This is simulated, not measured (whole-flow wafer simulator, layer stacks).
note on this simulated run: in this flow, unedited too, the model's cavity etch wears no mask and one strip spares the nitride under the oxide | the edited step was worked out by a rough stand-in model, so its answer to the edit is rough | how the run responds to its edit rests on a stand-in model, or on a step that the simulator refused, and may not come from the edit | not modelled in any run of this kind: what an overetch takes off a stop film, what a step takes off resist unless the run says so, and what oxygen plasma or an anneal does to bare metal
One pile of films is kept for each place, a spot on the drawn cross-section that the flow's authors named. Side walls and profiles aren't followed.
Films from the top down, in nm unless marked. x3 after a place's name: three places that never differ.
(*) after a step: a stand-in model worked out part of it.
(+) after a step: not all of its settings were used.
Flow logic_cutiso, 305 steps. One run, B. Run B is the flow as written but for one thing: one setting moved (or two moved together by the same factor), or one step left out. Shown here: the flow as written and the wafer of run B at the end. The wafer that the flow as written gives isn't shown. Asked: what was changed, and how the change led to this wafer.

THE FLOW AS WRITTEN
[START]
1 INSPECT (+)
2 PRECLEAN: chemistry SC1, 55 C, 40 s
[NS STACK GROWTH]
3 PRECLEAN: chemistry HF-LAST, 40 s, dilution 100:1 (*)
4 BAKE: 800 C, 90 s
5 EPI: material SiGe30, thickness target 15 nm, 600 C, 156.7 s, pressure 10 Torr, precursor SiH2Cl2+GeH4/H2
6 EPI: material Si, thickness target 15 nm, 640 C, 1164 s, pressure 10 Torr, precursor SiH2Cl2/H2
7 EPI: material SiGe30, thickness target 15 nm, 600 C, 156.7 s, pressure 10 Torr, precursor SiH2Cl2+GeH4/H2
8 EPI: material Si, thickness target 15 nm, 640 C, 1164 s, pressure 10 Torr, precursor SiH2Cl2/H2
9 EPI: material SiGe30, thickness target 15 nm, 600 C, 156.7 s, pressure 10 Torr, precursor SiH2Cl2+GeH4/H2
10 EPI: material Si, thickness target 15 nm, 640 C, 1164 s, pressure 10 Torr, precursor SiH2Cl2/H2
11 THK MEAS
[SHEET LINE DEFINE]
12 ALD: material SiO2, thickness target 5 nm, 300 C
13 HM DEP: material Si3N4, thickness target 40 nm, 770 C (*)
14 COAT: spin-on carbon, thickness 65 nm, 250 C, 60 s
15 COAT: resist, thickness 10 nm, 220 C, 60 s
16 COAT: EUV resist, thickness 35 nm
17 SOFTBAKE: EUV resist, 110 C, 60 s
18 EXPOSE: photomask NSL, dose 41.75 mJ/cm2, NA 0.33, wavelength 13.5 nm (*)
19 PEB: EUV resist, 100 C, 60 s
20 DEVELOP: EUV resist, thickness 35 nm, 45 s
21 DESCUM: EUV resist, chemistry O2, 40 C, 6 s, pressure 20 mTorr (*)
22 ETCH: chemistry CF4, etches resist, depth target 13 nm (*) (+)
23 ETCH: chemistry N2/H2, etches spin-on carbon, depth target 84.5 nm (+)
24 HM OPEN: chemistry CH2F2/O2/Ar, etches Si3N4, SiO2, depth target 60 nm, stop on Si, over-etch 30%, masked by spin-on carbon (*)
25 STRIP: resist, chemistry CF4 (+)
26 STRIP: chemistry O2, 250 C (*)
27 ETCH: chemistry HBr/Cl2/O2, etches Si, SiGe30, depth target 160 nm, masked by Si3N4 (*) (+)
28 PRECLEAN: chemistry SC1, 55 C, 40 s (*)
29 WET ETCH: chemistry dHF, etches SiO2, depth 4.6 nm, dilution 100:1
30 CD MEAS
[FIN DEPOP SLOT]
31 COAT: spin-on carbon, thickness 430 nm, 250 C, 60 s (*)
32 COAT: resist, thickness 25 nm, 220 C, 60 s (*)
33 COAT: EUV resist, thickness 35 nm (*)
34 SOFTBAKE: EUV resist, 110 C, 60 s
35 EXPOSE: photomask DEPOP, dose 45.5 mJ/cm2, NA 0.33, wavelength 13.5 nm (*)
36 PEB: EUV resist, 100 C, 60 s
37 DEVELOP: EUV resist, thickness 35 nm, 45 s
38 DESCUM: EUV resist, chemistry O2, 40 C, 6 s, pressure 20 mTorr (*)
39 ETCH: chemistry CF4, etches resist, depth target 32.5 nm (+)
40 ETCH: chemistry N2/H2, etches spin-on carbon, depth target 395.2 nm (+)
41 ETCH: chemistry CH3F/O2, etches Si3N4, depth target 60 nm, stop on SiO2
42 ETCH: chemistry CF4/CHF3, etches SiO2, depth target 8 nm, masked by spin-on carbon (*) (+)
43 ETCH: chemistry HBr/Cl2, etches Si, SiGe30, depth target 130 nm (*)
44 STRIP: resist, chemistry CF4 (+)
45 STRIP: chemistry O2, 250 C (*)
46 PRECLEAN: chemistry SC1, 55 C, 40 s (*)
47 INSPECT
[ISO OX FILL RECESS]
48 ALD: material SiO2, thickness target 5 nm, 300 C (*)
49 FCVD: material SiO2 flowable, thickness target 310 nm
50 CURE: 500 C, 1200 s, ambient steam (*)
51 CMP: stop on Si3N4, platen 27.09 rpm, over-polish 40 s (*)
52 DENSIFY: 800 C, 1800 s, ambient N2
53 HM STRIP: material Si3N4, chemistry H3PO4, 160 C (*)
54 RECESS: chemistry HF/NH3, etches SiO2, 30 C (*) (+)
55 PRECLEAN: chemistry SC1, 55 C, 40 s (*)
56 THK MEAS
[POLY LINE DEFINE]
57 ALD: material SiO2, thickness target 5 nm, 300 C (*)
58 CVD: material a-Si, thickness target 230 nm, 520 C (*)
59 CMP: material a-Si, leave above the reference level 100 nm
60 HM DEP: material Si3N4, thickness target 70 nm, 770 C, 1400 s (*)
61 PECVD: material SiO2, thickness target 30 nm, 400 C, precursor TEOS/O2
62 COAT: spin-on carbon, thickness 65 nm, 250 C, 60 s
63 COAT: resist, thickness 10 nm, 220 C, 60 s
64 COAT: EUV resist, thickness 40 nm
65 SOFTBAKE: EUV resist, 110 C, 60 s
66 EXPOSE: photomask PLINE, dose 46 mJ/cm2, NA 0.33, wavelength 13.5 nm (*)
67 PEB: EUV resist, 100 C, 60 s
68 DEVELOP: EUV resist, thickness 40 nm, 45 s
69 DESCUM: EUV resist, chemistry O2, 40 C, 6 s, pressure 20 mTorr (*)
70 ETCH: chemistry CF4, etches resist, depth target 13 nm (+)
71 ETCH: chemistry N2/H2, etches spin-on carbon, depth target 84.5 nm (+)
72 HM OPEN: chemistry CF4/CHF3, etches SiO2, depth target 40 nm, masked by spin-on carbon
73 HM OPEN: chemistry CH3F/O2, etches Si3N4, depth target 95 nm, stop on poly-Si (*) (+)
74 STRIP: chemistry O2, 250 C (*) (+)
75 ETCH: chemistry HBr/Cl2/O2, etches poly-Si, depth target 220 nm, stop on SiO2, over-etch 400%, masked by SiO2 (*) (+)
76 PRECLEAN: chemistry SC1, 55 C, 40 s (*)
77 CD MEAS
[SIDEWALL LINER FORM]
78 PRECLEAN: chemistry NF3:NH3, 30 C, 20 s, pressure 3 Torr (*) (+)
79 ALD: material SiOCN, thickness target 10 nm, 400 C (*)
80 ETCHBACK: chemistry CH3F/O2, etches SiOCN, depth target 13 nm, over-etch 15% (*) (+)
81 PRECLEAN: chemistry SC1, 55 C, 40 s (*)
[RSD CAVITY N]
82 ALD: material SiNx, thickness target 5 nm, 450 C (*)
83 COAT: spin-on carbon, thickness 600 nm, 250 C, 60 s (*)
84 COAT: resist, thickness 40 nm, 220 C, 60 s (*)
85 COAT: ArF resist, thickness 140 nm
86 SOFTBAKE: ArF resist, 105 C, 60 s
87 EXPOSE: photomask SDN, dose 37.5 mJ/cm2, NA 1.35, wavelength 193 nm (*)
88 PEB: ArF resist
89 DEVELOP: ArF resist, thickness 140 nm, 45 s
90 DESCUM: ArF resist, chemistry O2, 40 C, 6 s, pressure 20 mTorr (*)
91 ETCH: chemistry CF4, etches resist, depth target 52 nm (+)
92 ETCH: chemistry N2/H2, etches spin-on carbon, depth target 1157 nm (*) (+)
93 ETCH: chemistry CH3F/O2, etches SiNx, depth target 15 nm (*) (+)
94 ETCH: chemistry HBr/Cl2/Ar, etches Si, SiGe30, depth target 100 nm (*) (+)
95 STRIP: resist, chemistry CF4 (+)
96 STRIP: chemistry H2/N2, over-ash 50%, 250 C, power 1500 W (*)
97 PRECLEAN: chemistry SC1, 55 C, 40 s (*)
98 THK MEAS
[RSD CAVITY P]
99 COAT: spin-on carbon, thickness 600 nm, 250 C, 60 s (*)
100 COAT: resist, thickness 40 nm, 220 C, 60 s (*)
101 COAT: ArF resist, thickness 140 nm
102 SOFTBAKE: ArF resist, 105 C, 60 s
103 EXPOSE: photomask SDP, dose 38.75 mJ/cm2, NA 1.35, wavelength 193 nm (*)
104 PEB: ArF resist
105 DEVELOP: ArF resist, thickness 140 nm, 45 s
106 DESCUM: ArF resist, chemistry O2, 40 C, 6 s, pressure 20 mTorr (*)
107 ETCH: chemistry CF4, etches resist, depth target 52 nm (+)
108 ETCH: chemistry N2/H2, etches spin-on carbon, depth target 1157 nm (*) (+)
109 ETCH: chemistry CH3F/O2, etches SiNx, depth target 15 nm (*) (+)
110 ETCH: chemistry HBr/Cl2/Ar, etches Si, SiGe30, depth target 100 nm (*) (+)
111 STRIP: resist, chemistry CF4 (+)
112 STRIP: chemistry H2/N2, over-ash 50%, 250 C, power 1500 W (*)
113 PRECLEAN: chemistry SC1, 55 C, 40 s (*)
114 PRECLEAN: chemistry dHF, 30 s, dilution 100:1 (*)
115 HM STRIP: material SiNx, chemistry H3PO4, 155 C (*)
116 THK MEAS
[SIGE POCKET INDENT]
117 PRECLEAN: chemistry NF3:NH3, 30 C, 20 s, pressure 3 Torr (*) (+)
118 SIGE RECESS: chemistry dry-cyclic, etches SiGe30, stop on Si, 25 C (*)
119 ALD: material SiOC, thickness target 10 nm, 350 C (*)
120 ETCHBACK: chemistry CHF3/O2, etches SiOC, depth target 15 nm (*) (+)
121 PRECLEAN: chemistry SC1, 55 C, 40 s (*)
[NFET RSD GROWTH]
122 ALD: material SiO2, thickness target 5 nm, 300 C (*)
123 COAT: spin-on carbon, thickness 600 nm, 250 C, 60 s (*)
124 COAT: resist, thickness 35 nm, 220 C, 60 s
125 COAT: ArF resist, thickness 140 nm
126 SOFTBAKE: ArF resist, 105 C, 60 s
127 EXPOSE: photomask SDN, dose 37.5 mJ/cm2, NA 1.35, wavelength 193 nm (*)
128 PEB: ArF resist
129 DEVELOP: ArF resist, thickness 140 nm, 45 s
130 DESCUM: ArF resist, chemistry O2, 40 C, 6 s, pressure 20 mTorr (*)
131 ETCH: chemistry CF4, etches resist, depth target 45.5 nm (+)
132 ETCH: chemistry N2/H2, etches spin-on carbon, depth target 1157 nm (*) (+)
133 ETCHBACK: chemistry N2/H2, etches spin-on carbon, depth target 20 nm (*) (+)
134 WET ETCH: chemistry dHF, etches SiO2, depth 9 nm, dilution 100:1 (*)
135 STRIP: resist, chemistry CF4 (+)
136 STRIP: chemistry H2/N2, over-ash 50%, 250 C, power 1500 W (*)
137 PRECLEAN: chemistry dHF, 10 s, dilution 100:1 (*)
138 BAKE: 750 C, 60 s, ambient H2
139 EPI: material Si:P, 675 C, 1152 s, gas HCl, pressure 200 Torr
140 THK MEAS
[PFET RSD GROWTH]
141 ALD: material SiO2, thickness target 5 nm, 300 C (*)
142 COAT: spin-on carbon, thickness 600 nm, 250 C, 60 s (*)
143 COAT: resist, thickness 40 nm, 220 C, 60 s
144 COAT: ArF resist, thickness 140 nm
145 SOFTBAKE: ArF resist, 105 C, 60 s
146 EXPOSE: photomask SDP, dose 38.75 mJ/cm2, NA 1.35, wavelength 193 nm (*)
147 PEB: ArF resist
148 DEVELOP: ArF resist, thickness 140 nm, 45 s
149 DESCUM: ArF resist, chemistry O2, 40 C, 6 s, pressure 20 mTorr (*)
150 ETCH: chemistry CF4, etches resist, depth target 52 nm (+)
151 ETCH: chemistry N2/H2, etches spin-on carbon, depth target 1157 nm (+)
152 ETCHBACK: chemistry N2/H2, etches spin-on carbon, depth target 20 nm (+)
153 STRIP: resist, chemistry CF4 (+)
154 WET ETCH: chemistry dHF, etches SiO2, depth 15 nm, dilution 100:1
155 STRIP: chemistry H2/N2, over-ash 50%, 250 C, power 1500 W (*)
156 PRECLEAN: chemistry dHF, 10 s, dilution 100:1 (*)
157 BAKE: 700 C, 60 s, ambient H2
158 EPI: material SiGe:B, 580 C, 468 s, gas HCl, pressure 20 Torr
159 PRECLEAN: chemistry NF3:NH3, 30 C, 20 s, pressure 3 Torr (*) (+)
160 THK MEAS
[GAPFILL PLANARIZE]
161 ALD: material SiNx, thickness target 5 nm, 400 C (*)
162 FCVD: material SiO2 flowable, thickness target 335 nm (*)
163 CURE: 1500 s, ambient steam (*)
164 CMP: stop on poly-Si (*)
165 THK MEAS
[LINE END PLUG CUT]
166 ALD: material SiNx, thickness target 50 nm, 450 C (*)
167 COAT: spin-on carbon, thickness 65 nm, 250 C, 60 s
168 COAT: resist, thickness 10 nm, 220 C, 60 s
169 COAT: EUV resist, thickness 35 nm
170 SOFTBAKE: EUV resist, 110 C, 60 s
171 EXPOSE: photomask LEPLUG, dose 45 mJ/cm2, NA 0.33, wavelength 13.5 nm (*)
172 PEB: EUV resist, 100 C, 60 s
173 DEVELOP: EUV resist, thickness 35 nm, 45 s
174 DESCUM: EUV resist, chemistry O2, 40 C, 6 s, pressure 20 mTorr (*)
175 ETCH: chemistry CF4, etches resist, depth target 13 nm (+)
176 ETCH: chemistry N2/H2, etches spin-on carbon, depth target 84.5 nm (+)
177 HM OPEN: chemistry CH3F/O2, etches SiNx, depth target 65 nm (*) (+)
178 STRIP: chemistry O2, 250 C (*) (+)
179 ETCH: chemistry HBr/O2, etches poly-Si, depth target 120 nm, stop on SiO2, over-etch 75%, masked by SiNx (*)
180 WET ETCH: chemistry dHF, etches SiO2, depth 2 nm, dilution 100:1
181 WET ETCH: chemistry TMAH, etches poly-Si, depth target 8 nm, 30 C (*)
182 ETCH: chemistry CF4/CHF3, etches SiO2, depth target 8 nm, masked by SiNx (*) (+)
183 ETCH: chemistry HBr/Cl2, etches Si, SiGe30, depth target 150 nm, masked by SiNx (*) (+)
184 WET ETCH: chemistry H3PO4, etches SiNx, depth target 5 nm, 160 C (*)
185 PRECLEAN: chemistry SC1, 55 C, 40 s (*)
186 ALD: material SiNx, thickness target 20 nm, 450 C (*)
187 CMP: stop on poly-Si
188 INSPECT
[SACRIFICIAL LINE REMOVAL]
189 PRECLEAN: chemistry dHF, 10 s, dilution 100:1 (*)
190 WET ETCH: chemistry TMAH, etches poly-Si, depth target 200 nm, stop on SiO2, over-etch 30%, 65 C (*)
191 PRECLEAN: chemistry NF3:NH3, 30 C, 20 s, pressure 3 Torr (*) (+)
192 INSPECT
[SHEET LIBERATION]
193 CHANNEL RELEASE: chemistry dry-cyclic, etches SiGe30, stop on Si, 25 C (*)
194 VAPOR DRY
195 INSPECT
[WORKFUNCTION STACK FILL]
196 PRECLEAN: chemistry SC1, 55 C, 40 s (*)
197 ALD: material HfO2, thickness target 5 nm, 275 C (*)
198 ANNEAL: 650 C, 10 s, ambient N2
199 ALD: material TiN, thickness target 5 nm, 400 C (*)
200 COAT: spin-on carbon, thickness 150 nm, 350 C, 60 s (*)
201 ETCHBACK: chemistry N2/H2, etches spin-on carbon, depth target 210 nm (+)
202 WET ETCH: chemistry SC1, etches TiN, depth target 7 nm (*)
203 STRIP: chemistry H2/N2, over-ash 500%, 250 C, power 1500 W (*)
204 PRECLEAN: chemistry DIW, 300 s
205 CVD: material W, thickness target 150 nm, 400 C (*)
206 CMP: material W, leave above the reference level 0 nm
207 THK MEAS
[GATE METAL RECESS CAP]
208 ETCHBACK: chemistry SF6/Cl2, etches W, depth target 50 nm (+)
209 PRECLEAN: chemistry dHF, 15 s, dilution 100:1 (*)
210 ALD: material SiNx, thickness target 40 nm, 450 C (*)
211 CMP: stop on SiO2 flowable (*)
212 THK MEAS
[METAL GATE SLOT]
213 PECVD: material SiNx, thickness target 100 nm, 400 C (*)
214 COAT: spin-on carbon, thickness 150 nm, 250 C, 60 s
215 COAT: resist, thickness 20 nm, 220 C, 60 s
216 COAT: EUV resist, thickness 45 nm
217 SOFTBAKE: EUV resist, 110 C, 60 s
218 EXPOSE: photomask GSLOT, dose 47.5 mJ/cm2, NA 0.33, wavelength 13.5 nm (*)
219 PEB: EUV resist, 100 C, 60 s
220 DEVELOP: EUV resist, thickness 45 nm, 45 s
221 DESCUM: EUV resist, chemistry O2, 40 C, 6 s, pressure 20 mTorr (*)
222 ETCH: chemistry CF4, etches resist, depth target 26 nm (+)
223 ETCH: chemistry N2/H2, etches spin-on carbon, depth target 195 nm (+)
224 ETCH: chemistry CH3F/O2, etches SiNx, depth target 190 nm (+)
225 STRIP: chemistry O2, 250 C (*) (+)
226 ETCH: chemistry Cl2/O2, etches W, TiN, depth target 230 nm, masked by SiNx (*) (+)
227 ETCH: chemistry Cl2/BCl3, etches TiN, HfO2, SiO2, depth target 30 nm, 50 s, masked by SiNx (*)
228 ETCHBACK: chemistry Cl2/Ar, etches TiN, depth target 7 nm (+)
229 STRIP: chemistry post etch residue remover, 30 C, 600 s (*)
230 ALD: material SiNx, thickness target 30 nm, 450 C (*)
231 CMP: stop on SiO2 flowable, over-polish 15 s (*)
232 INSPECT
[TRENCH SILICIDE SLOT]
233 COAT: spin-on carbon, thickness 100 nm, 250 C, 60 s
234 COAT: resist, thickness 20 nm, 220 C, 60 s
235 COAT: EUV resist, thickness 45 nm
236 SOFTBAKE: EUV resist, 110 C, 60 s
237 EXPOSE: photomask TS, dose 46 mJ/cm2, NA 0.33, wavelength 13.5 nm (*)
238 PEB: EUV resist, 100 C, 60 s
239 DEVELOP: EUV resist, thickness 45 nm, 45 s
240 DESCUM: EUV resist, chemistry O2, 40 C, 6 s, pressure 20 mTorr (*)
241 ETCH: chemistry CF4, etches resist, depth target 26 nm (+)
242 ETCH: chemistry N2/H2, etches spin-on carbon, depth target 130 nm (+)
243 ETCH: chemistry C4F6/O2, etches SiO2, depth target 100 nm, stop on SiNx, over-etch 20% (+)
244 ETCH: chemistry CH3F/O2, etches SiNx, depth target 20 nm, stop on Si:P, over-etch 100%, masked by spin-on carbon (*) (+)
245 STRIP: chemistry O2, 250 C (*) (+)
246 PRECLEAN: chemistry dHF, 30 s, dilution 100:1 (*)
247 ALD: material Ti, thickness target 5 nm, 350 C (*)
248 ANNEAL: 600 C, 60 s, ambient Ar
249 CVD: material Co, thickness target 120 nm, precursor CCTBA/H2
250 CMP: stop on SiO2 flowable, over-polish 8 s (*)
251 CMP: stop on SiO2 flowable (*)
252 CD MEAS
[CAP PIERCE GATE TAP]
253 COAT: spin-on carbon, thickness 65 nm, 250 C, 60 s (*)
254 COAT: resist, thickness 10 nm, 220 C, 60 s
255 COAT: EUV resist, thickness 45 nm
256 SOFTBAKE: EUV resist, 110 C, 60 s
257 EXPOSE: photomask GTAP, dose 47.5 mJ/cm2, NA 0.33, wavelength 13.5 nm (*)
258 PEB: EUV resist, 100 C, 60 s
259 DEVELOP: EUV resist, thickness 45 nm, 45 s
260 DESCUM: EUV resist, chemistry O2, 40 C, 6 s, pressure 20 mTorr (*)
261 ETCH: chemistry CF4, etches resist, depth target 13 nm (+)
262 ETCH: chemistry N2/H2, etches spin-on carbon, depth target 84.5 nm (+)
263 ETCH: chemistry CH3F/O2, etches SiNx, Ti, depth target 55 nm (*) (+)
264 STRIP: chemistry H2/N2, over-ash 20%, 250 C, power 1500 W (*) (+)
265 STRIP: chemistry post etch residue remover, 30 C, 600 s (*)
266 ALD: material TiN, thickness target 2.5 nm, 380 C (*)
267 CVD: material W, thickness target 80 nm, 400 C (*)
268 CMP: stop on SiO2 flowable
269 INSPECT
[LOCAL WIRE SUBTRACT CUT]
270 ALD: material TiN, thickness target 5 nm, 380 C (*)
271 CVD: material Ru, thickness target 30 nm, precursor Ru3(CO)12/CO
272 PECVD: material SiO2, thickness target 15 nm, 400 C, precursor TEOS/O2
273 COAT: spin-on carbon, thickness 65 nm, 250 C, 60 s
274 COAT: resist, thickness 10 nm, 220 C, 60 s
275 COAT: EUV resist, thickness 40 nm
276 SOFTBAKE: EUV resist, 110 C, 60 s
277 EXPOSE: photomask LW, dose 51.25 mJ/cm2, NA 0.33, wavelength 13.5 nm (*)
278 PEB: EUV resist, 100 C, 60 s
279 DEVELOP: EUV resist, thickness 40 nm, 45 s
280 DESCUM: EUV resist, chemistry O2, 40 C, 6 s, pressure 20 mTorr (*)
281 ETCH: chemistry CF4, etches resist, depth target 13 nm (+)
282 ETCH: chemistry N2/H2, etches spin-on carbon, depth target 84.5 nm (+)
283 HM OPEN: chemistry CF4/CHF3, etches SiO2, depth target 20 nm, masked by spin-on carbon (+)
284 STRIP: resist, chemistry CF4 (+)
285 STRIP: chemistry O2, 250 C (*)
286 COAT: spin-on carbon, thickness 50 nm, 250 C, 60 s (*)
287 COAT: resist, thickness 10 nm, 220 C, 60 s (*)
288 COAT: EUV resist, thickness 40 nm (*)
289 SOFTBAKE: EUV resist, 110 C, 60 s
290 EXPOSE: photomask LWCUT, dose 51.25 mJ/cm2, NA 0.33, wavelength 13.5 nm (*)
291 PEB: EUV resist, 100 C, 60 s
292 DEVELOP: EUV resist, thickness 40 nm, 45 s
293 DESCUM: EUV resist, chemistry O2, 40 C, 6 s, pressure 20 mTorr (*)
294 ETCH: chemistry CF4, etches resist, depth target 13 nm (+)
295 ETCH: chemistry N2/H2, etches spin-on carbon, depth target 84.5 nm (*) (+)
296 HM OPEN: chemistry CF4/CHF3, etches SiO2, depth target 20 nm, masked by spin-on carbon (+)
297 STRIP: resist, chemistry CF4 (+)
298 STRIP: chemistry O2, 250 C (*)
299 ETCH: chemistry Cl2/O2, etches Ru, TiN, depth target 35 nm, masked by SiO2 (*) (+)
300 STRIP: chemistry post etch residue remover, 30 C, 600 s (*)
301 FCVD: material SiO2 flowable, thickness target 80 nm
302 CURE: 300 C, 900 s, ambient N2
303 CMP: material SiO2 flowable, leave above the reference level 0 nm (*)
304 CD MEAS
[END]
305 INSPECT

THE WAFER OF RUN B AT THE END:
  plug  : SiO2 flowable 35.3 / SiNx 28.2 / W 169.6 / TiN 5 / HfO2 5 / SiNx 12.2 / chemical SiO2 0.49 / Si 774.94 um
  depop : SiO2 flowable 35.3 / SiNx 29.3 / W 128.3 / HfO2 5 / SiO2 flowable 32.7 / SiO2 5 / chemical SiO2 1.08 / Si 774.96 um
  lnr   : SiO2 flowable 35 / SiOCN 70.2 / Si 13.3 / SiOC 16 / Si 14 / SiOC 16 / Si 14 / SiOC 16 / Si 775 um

The cause: step 186, ALD: thickness target 14 nm was run, where the flow has thickness target 20 nm.

How the change led to this, step by step:
  186 ALD: material SiNx, thickness target 20 nm, 450 C (*)
      depop, dpovl, gfld and 18 more: SiNx +14 (as written it would be: SiNx +20)
      plug: SiNx +14 (new film) (as written it would be: SiNx +284.2 (new film))
  187 CMP: stop on poly-Si
      plug: nothing (as written it would be: SiNx -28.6)
      depop, dpovl, gfld and 18 more: SiNx -22.6 (all of it) (as written it would be: SiNx -28.6 (all of it))
  200 COAT: spin-on carbon, thickness 150 nm, 350 C, 60 s (*)
      lnr, lnrp: spin-on carbon +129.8 (new film) (as written it would be: spin-on carbon +133.9 (new film))
      iso: spin-on carbon +142 (new film) (as written it would be: spin-on carbon +145.4 (new film))
      (and at 7 more places)
  201 ETCHBACK: chemistry N2/H2, etches spin-on carbon, depth target 210 nm (+)
      plug: spin-on carbon -210 (as written it would be: spin-on carbon -134.1 (all of it))
      lnr, lnrp: spin-on carbon -129.8 (all of it) (as written it would be: spin-on carbon -133.9 (all of it))
      (and at 7 more places)
  202 WET ETCH: chemistry SC1, etches TiN, depth target 7 nm (*)
      plug: spin-on carbon -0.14 (as written it would be: TiN -5 (all of it))
  203 STRIP: chemistry H2/N2, over-ash 500%, 250 C, power 1500 W (*)
      plug: spin-on carbon -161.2 (all of it) (as written it would be: nothing)
      gxn, gxp: spin-on carbon -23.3 (all of it) (as written it would be: spin-on carbon -26.8 (all of it))
      (and at 5 more places)
  205 CVD: material W, thickness target 150 nm, 400 C (*)
      plug: W +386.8 (new film) (as written it would be: W +150.2 (new film))
  206 CMP: material W, leave above the reference level 0 nm
      plug: W -167.2 (as written it would be: W -150.2 (all of it), HfO2 -5 (all of it), SiNx -12)
  208 ETCHBACK: chemistry SF6/Cl2, etches W, depth target 50 nm (+)
      plug: W -50 (as written it would be: SiNx -12.5)
  210 ALD: material SiNx, thickness target 40 nm, 450 C (*)
      plug: SiNx +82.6 (new film) (as written it would be: SiNx +42.5)
  211 CMP: stop on SiO2 flowable (*)
      plug: SiNx -43.2 (as written it would be: SiNx -40.3)
Counting metal films that touch as one body, plug has 1 body; the flow as written gives 0 bodies.
